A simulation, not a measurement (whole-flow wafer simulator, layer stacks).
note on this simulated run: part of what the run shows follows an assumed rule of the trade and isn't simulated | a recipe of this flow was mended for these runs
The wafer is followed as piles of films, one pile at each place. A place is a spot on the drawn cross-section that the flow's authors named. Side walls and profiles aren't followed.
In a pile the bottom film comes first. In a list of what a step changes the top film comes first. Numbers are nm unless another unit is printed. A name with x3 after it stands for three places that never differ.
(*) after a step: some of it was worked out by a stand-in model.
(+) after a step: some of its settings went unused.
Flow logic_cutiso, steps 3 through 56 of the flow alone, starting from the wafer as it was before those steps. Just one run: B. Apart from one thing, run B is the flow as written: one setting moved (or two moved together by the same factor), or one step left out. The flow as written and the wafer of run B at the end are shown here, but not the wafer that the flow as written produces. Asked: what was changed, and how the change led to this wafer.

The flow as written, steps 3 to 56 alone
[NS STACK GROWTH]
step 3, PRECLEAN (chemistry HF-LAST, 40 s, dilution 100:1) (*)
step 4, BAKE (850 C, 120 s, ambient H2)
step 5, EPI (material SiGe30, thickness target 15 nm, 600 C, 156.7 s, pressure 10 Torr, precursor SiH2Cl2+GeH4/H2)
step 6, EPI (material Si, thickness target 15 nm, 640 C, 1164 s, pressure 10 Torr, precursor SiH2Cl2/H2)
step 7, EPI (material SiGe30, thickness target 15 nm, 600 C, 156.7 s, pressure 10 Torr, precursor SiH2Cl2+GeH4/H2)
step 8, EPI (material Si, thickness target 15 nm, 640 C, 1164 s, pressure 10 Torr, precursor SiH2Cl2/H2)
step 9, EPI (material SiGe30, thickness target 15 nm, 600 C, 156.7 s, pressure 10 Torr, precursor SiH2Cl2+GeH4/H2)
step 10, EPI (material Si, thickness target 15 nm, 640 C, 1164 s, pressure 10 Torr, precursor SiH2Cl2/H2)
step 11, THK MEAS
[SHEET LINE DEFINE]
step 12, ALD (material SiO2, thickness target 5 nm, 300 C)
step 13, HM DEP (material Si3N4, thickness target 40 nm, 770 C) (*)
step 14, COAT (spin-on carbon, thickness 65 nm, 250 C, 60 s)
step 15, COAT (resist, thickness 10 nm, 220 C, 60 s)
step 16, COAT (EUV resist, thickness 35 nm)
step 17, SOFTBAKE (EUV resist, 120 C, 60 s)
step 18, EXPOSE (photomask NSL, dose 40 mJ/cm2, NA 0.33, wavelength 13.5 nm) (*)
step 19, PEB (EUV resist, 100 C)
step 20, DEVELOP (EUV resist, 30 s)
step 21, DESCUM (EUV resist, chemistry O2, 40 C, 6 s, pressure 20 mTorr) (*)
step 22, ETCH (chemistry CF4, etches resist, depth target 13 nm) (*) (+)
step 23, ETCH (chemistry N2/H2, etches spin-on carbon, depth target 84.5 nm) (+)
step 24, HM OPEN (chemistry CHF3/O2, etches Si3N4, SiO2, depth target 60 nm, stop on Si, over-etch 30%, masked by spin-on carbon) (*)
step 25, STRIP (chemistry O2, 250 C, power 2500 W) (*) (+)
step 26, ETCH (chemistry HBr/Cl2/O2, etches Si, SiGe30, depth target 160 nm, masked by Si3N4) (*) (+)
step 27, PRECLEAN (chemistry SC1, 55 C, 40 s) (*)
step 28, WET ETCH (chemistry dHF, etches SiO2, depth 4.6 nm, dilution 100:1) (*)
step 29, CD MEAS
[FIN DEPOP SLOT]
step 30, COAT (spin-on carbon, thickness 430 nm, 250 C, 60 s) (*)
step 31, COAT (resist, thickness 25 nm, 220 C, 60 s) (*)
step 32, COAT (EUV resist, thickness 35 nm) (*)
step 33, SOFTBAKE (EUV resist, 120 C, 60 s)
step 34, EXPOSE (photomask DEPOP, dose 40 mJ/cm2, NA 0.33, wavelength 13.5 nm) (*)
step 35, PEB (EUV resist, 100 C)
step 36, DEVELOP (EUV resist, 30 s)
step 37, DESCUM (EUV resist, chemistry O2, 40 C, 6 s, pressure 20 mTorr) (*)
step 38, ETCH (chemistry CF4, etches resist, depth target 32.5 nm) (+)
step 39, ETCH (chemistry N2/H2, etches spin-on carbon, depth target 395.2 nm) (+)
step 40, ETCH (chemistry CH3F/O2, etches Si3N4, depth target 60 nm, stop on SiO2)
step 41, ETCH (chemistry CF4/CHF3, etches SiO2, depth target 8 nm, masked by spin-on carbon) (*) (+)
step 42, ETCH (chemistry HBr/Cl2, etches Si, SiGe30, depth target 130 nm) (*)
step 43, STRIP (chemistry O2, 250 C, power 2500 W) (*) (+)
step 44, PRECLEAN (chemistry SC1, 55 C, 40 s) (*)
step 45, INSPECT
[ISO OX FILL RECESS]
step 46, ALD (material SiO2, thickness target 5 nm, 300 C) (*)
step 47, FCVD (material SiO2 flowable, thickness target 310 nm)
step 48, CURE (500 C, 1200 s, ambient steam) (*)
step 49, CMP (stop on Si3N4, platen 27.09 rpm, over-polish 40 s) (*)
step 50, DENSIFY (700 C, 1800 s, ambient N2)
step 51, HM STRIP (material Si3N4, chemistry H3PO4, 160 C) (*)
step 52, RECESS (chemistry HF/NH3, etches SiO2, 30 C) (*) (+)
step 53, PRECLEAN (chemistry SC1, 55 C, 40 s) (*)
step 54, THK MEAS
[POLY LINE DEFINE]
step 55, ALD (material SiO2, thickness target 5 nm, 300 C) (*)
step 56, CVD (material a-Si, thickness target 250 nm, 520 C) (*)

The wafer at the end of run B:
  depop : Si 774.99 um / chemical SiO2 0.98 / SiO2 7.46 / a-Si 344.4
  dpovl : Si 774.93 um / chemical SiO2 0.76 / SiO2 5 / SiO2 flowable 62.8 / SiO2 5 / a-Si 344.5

What caused this: step 42, ETCH: depth target 96.8 nm was run, while the flow as written has depth target 130 nm.

The path from the change to this, step by step:
  step 42, ETCH (chemistry HBr/Cl2, etches Si, SiGe30, depth target 130 nm) (*)
      dpovl, gfld, gl and 18 more: -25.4 spin-on carbon (in the flow as written it would be: -32 spin-on carbon)
      depop: -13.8 Si (all of it), -15 SiGe30 (all of it), -15 Si (all of it), -15 SiGe30 (all of it), -15 Si (all of it), -15 SiGe30 (all of it), -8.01 Si (in the flow as written it would be: -13.8 Si (all of it), -15 SiGe30 (all of it), -15 Si (all of it), -15 SiGe30 (all of it), -15 Si (all of it), -15 SiGe30 (all of it), -41.2 Si)
  step 43, STRIP (chemistry O2, 250 C, power 2500 W) (*) (+)
      dpovl: +0.75 chemical SiO2 (new film), -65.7 spin-on carbon (all of it), -0.33 Si (in the flow as written it would be: +0.75 chemical SiO2 (new film), -59.1 spin-on carbon (all of it), -0.33 Si)
      ns: -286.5 spin-on carbon (all of it) (in the flow as written it would be: -279.8 spin-on carbon (all of it))
  step 47, FCVD (material SiO2 flowable, thickness target 310 nm)
      depop: +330 SiO2 flowable (new film) (in the flow as written it would be: +359.8 SiO2 flowable (new film))
  step 52, RECESS (chemistry HF/NH3, etches SiO2, 30 C) (*) (+)
      depop: -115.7 SiO2 flowable (all of it), -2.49 SiO2 (in the flow as written it would be: -118.1 SiO2 flowable)
  step 55, ALD (material SiO2, thickness target 5 nm, 300 C) (*)
      depop: +5 SiO2 (in the flow as written it would be: +5 SiO2 (new film))
